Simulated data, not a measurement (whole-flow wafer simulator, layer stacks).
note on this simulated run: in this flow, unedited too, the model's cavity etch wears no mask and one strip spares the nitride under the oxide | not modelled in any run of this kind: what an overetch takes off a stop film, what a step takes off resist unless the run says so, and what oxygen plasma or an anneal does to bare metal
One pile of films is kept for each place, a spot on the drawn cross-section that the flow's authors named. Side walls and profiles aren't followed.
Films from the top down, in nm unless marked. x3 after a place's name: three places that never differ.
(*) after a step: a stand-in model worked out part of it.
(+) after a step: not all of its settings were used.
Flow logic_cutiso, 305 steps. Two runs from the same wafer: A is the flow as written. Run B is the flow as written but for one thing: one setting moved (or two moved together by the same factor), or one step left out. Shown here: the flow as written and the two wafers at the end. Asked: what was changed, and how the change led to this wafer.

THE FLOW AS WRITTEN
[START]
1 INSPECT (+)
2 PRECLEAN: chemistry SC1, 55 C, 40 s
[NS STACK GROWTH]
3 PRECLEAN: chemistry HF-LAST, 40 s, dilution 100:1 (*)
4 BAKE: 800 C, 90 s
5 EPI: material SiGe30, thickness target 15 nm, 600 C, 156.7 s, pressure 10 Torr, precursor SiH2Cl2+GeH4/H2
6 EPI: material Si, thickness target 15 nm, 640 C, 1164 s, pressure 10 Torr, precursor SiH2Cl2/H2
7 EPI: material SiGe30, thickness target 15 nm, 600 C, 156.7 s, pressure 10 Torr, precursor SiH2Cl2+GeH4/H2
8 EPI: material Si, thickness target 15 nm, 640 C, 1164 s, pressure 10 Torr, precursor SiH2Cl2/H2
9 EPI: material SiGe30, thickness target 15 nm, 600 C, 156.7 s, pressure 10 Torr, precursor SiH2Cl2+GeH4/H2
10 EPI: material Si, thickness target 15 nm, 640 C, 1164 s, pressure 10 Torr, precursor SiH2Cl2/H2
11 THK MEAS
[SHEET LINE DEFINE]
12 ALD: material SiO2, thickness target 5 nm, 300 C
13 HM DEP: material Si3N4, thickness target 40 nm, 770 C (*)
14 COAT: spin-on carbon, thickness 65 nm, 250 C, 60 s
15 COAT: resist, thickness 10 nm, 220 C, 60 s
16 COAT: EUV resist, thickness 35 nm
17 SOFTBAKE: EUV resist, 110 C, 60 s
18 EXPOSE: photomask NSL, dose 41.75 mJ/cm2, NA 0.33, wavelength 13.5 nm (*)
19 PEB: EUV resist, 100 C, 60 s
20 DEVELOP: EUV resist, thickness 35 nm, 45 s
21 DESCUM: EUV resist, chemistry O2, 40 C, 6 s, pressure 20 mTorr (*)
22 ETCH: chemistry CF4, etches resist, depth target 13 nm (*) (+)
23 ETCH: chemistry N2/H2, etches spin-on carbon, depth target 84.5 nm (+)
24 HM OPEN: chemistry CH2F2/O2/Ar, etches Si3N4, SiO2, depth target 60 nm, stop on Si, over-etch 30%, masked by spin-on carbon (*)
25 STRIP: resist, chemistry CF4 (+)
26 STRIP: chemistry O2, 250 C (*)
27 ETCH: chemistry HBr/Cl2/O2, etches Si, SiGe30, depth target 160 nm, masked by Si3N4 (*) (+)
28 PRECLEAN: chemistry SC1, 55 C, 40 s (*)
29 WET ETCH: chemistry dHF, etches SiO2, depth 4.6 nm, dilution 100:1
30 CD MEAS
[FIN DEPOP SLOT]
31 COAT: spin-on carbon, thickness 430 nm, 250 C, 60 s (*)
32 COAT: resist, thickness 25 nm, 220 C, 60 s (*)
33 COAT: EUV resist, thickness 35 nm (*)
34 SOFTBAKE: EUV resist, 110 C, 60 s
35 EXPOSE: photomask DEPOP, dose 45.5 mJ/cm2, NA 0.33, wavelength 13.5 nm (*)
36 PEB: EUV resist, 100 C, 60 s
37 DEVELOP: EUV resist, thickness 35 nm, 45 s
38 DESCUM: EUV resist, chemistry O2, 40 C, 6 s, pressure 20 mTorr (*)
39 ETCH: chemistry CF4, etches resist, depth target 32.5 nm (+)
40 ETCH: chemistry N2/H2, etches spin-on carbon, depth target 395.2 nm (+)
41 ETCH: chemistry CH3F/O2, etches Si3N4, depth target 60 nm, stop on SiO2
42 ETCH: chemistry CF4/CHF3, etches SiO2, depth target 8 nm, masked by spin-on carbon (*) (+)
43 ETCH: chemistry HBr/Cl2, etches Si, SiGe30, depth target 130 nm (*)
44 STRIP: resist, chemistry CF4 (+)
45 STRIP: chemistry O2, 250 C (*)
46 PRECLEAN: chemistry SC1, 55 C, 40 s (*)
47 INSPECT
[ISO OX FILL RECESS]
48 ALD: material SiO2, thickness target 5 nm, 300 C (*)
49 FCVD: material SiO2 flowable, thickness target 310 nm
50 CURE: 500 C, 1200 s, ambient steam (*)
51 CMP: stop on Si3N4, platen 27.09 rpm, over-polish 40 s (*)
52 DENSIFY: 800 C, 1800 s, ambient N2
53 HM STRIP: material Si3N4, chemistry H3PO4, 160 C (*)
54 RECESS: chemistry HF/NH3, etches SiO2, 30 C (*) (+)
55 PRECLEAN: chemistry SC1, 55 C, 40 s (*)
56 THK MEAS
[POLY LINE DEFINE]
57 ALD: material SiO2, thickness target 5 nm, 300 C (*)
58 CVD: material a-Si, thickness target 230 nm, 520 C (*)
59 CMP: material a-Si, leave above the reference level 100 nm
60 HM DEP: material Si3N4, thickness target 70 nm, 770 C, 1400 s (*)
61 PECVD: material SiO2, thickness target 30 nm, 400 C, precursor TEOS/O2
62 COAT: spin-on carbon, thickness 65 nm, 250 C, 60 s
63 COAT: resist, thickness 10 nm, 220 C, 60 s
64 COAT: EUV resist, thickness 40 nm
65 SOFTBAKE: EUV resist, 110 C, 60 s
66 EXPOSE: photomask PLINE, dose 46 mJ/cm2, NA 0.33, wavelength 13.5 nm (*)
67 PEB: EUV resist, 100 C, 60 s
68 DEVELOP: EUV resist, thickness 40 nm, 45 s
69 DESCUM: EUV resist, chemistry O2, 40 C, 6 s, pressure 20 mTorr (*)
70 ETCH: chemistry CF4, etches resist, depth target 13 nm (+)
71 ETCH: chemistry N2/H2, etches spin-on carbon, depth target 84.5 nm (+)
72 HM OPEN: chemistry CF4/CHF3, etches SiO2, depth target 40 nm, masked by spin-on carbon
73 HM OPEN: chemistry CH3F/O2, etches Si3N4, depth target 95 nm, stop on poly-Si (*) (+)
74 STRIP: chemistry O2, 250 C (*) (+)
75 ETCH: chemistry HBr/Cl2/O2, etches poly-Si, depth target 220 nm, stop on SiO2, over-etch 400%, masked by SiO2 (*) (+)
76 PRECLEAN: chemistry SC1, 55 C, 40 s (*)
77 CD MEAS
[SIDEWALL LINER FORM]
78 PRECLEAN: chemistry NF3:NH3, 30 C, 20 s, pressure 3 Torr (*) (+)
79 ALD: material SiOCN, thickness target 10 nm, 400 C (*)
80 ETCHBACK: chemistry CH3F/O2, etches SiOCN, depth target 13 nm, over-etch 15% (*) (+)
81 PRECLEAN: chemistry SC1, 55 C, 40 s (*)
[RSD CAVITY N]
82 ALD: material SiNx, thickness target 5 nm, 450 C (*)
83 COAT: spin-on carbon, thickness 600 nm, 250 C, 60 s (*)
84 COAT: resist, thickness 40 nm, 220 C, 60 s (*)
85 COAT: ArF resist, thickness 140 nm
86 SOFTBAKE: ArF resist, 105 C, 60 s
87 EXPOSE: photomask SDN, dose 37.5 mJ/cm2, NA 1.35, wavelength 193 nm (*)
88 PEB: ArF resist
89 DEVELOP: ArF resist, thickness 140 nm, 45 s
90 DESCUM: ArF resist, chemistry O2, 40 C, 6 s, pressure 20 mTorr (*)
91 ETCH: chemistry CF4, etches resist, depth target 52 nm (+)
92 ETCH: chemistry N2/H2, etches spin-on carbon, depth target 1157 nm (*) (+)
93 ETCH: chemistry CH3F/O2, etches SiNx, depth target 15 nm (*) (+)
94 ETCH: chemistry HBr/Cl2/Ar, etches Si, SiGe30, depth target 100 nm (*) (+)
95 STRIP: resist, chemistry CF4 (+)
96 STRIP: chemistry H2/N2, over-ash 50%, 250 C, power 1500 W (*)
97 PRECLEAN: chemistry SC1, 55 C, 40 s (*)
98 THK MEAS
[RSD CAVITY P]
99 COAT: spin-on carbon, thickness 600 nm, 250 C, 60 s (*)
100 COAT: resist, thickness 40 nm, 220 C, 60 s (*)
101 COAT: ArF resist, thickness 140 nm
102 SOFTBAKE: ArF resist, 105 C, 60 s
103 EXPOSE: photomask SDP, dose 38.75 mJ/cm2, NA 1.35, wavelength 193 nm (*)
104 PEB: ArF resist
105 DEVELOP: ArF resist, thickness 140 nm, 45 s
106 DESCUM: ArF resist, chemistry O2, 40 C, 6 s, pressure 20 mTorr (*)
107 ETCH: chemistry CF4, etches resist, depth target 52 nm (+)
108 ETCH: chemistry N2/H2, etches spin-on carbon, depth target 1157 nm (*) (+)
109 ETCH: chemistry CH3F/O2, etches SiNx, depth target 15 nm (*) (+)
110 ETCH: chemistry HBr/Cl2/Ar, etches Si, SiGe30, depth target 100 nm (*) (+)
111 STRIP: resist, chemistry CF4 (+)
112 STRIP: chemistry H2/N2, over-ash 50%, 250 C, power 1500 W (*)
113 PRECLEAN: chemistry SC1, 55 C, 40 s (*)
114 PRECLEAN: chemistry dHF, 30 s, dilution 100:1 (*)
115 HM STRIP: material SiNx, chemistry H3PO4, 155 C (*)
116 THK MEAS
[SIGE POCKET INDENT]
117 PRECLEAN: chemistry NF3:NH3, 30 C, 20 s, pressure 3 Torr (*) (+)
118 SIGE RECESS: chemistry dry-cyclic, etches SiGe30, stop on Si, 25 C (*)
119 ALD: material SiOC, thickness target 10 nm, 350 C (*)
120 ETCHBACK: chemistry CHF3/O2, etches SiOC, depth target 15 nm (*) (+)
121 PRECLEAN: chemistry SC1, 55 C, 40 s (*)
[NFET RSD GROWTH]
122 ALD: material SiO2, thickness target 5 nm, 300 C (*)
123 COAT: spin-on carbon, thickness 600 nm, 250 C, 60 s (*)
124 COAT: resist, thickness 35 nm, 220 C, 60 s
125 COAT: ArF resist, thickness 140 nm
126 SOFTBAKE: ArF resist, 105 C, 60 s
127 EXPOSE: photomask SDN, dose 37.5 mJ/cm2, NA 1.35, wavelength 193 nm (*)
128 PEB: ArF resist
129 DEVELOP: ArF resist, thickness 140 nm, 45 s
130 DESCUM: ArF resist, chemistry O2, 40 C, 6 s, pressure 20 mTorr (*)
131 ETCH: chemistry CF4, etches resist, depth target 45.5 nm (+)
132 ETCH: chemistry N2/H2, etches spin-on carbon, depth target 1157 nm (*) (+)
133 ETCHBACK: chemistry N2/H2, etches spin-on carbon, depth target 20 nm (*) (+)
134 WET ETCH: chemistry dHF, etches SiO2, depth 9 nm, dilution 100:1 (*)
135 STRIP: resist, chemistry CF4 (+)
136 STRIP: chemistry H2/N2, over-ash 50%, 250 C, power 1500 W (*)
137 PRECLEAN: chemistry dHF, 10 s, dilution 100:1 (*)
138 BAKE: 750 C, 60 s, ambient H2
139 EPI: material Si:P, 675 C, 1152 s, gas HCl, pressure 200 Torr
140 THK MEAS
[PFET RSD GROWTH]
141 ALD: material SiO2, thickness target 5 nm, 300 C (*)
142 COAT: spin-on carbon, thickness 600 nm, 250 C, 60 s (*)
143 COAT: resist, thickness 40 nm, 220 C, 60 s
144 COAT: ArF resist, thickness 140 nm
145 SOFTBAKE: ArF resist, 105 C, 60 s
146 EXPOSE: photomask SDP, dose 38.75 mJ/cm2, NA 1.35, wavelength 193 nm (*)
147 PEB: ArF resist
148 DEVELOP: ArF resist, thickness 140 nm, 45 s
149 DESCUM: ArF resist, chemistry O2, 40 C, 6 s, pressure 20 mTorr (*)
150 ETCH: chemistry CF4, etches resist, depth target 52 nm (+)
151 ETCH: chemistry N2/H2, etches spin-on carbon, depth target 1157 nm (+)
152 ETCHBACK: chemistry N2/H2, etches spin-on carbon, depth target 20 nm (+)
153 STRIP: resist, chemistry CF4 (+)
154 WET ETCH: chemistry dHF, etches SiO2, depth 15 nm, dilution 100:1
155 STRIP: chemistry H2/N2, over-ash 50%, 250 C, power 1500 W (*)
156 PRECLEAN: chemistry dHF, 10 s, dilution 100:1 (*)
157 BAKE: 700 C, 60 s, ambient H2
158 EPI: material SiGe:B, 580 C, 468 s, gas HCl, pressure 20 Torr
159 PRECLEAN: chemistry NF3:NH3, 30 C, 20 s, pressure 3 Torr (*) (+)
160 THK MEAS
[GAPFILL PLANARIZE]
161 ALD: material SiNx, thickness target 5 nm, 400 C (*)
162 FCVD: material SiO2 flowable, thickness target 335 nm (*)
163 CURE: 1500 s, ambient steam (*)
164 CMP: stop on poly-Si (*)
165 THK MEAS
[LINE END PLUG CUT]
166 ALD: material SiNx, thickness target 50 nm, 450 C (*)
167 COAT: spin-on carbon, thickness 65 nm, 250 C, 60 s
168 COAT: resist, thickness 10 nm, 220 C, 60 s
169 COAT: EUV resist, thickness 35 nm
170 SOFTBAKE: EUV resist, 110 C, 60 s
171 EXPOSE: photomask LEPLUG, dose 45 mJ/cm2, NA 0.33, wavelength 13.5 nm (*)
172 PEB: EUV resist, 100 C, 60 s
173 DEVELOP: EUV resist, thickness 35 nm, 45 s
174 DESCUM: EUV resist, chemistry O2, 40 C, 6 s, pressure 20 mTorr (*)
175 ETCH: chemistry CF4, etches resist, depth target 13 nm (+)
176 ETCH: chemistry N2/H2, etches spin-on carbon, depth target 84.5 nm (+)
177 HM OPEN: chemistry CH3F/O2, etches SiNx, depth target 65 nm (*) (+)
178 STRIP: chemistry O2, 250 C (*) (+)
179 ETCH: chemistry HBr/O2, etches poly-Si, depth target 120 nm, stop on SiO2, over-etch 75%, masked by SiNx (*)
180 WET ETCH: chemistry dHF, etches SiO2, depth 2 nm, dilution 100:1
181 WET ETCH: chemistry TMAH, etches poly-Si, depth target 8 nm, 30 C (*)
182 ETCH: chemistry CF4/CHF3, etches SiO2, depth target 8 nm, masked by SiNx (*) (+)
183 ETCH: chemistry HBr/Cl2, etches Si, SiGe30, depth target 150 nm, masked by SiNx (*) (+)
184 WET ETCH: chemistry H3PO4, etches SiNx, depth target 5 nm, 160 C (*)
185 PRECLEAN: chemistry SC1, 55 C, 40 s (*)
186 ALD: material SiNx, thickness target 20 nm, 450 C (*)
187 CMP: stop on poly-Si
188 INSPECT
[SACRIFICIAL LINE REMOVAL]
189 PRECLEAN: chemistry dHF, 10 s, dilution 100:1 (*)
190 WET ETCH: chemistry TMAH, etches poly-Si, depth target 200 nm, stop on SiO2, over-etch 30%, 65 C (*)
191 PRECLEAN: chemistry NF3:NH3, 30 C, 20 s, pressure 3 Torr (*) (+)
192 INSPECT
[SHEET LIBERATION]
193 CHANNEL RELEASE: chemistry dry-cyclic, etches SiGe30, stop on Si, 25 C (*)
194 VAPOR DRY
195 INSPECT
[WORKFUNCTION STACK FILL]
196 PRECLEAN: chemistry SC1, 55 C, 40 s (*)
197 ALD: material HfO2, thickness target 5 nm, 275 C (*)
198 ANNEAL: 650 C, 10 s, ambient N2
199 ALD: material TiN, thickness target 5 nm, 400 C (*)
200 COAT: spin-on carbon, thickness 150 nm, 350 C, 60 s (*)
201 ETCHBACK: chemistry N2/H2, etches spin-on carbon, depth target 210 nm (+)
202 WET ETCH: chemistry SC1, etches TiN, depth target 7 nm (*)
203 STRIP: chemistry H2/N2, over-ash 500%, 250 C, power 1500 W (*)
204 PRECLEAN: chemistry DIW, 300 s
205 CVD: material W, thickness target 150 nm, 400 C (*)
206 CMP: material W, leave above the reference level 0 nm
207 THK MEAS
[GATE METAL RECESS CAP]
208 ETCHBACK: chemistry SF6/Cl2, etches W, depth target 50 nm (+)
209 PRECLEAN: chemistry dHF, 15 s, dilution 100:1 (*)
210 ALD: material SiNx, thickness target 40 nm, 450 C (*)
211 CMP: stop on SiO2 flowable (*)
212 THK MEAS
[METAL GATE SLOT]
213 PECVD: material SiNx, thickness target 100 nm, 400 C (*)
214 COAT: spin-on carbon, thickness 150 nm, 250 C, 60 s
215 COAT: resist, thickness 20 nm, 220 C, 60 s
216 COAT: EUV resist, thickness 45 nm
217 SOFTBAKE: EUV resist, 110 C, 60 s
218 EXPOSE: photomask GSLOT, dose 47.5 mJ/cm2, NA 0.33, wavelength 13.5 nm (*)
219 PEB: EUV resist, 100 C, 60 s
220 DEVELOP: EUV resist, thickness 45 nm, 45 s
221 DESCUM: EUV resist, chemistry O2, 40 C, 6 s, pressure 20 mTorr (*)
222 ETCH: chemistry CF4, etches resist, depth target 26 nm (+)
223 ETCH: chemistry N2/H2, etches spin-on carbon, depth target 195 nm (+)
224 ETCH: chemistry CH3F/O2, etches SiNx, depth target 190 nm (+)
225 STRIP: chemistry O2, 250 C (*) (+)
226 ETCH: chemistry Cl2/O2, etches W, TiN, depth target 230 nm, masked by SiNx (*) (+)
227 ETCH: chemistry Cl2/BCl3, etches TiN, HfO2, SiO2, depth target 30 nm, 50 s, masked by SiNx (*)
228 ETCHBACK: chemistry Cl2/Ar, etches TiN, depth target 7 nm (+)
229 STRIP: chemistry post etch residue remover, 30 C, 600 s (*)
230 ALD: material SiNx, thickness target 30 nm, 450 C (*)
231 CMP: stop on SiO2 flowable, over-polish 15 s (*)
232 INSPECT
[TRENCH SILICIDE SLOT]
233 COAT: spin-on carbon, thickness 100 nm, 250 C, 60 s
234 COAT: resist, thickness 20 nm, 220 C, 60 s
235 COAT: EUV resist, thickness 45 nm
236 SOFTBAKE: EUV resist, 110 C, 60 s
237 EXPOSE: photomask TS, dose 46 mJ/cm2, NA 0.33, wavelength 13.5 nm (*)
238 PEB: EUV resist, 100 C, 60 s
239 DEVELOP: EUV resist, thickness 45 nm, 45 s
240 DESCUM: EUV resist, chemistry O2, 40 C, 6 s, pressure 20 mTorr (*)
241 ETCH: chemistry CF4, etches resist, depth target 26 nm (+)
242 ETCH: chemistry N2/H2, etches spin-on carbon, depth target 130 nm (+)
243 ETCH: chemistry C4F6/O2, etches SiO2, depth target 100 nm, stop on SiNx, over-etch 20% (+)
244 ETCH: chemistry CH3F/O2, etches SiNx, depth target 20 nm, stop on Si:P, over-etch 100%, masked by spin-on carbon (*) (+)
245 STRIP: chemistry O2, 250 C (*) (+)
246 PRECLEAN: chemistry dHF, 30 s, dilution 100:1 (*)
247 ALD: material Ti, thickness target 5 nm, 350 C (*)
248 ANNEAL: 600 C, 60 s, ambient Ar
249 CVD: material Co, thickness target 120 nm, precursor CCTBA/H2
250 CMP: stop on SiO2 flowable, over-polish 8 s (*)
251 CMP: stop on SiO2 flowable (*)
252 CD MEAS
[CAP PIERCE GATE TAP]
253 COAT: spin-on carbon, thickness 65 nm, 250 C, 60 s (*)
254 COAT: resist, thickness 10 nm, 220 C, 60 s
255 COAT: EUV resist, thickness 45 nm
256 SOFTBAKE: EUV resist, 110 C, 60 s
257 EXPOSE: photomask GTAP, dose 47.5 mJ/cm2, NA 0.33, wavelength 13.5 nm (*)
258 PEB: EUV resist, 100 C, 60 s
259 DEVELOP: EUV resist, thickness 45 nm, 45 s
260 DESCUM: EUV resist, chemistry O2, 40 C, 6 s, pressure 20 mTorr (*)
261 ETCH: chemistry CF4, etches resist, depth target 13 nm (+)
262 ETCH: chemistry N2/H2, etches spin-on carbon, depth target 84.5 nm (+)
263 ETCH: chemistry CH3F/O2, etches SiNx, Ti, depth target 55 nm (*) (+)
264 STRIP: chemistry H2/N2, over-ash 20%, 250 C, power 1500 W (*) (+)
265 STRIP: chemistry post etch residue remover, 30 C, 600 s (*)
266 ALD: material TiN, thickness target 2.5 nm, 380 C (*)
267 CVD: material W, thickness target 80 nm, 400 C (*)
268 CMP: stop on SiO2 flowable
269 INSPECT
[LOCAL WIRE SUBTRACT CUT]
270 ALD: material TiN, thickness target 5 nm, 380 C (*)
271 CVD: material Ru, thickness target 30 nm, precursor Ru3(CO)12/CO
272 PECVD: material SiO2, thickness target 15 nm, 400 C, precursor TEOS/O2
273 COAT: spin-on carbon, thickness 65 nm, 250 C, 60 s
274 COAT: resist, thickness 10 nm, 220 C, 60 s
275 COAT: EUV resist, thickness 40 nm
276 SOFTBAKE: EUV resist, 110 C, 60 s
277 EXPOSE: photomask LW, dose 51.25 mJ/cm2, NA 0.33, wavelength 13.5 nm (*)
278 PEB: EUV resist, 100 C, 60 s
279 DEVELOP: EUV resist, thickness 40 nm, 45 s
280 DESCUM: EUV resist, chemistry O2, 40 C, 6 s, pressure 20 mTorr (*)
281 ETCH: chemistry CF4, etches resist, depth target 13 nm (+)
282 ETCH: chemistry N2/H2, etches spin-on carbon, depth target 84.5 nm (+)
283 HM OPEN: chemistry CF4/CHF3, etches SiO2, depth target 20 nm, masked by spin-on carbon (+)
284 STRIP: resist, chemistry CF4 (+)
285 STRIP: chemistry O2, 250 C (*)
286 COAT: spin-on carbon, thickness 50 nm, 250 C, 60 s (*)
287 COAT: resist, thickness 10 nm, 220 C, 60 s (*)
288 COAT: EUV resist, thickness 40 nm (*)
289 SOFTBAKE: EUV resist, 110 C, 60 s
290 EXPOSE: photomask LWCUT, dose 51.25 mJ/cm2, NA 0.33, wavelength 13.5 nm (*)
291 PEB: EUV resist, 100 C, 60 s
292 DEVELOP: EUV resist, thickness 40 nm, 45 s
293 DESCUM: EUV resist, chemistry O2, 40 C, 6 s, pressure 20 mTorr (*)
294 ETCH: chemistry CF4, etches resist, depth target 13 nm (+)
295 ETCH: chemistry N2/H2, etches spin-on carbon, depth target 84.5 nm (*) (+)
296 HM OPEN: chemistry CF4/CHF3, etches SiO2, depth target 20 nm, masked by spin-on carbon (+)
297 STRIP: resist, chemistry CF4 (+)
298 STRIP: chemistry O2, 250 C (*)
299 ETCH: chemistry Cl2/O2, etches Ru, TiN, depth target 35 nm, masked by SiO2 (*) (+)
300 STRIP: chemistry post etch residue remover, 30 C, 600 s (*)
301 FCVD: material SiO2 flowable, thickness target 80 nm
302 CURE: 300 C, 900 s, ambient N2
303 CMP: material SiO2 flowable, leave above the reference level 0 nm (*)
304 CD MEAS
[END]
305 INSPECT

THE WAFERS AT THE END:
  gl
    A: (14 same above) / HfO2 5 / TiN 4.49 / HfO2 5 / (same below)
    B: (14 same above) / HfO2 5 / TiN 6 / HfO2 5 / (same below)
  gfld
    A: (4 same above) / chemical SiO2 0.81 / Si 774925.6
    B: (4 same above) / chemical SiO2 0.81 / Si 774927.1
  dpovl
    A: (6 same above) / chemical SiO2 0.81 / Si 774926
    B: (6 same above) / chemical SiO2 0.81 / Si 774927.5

The cause: step 7, EPI: 172.4 s was run, where the flow has 156.7 s.

How the change led to this, step by step:
  7 EPI: material SiGe30, thickness target 15 nm, 600 C, 156.7 s, pressure 10 Torr, precursor SiH2Cl2+GeH4/H2
      depop, dpovl, gfld and 19 more: A SiGe30 +15 (new film) | B SiGe30 +16.5 (new film)
  27 ETCH: chemistry HBr/Cl2/O2, etches Si, SiGe30, depth target 160 nm, masked by Si3N4 (*) (+)
      gfld, gxf, iso, lnri: A chemical SiO2 -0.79 (all of it), Si -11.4 (all of it), SiGe30 -15 (all of it), Si -15 (all of it), SiGe30 -15 (all of it), Si -15 (all of it), SiGe30 -15 (all of it), Si -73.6 | B chemical SiO2 -0.79 (all of it), Si -11.4 (all of it), SiGe30 -15 (all of it), Si -15 (all of it), SiGe30 -16.5 (all of it), Si -15 (all of it), SiGe30 -15 (all of it), Si -72.1
      dpovl, nsgap: A chemical SiO2 -0.79 (all of it), Si -11.8 (all of it), SiGe30 -15 (all of it), Si -15 (all of it), SiGe30 -15 (all of it), Si -15 (all of it), SiGe30 -15 (all of it), Si -73.2 | B chemical SiO2 -0.79 (all of it), Si -11.8 (all of it), SiGe30 -15 (all of it), Si -15 (all of it), SiGe30 -16.5 (all of it), Si -15 (all of it), SiGe30 -15 (all of it), Si -71.7
      (and at 1 more place)
  43 ETCH: chemistry HBr/Cl2, etches Si, SiGe30, depth target 130 nm (*)
      depop: A Si -14 (all of it), SiGe30 -15 (all of it), Si -15 (all of it), SiGe30 -15 (all of it), Si -15 (all of it), SiGe30 -15 (all of it), Si -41 | B Si -14 (all of it), SiGe30 -15 (all of it), Si -15 (all of it), SiGe30 -16.5 (all of it), Si -15 (all of it), SiGe30 -15 (all of it), Si -39.5
  94 ETCH: chemistry HBr/Cl2/Ar, etches Si, SiGe30, depth target 100 nm (*) (+)
      rsdn, rsdx: A chemical SiO2 -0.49 (all of it), Si -12.8 (all of it), SiGe30 -15 (all of it), Si -15 (all of it), SiGe30 -15 (all of it), Si -15 (all of it), SiGe30 -15 (all of it), Si -12.2 | B chemical SiO2 -0.49 (all of it), Si -12.8 (all of it), SiGe30 -15 (all of it), Si -15 (all of it), SiGe30 -16.5 (all of it), Si -15 (all of it), SiGe30 -15 (all of it), Si -10.7
  110 ETCH: chemistry HBr/Cl2/Ar, etches Si, SiGe30, depth target 100 nm (*) (+)
      rsdp, rsdw: A chemical SiO2 -0.49 (all of it), Si -12.8 (all of it), SiGe30 -15 (all of it), Si -15 (all of it), SiGe30 -15 (all of it), Si -15 (all of it), SiGe30 -15 (all of it), Si -12.2 | B chemical SiO2 -0.49 (all of it), Si -12.8 (all of it), SiGe30 -15 (all of it), Si -15 (all of it), SiGe30 -16.5 (all of it), Si -15 (all of it), SiGe30 -15 (all of it), Si -10.7
  118 SIGE RECESS: chemistry dry-cyclic, etches SiGe30, stop on Si, 25 C (*)
      lnr, lnrp, lnrt: A SiOCN -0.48, Si -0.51, cavity +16 (new film), SiGe30 -15 (all of it), Si -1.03, cavity +16 (new film), SiGe30 -15 (all of it), Si -1.03, cavity +16 (new film), SiGe30 -15 (all of it), Si -0.51 | B SiOCN -0.48, Si -0.51, cavity +16 (new film), SiGe30 -15 (all of it), Si -1.03, cavity +17.5 (new film), SiGe30 -16.5 (all of it), Si -1.03, cavity +16 (new film), SiGe30 -15 (all of it), Si -0.51
  119 ALD: material SiOC, thickness target 10 nm, 350 C (*)
      lnr, lnrp, lnrt: A SiOC +10 (new film), SiOC +16 (new film), cavity -16 (all of it), SiOC +16 (new film), cavity -16 (all of it), SiOC +16 (new film), cavity -16 (all of it) | B SiOC +10 (new film), SiOC +16 (new film), cavity -16 (all of it), SiOC +17.5 (new film), cavity -17.5 (all of it), SiOC +16 (new film), cavity -16 (all of it)
  183 ETCH: chemistry HBr/Cl2, etches Si, SiGe30, depth target 150 nm, masked by SiNx (*) (+)
      plug: A Si -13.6 (all of it), SiGe30 -15 (all of it), Si -15 (all of it), SiGe30 -15 (all of it), Si -15 (all of it), SiGe30 -15 (all of it), Si -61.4 | B Si -13.6 (all of it), SiGe30 -15 (all of it), Si -15 (all of it), SiGe30 -16.5 (all of it), Si -15 (all of it), SiGe30 -15 (all of it), Si -59.9
  193 CHANNEL RELEASE: chemistry dry-cyclic, etches SiGe30, stop on Si, 25 C (*)
      gl, glp, gxn, gxp, ns, tap: A chemical SiO2 +0.8 (new film), Si -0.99, chemical SiO2 +0.8 (new film), cavity +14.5 (new film), chemical SiO2 +0.8 (new film), SiGe30 -15 (all of it), Si -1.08, chemical SiO2 +0.8 (new film), cavity +14.5 (new film), chemical SiO2 +0.8 (new film), SiGe30 -15 (all of it), Si -1.08, chemical SiO2 +0.8 (new film), cavity +14.5 (new film), chemical SiO2 +0.8 (new film), SiGe30 -15 (all of it), Si -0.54 | B chemical SiO2 +0.8 (new film), Si -0.99, chemical SiO2 +0.8 (new film), cavity +14.5 (new film), chemical SiO2 +0.8 (new film), SiGe30 -15 (all of it), Si -1.08, chemical SiO2 +0.8 (new film), cavity +16 (new film), chemical SiO2 +0.8 (new film), SiGe30 -16.5 (all of it), Si -1.08, chemical SiO2 +0.8 (new film), cavity +14.5 (new film), chemical SiO2 +0.8 (new film), SiGe30 -15 (all of it), Si -0.54
  199 ALD: material TiN, thickness target 5 nm, 400 C (*)
      gl, glp, tap: A TiN +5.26 (new film), TiN +4.49 (new film), cavity -4.49 (all of it), TiN +4.49 (new film), cavity -4.49 (all of it), TiN +4.49 (new film), cavity -4.49 (all of it) | B TiN +5.26 (new film), TiN +4.49 (new film), cavity -4.49 (all of it), TiN +6 (new film), cavity -6 (all of it), TiN +4.49 (new film), cavity -4.49 (all of it)
      gxn, gxp, ns: A TiN +5 (new film), TiN +4.49 (new film), cavity -4.49 (all of it), TiN +4.49 (new film), cavity -4.49 (all of it), TiN +4.49 (new film), cavity -4.49 (all of it) | B TiN +5 (new film), TiN +4.49 (new film), cavity -4.49 (all of it), TiN +6 (new film), cavity -6 (all of it), TiN +4.49 (new film), cavity -4.49 (all of it)
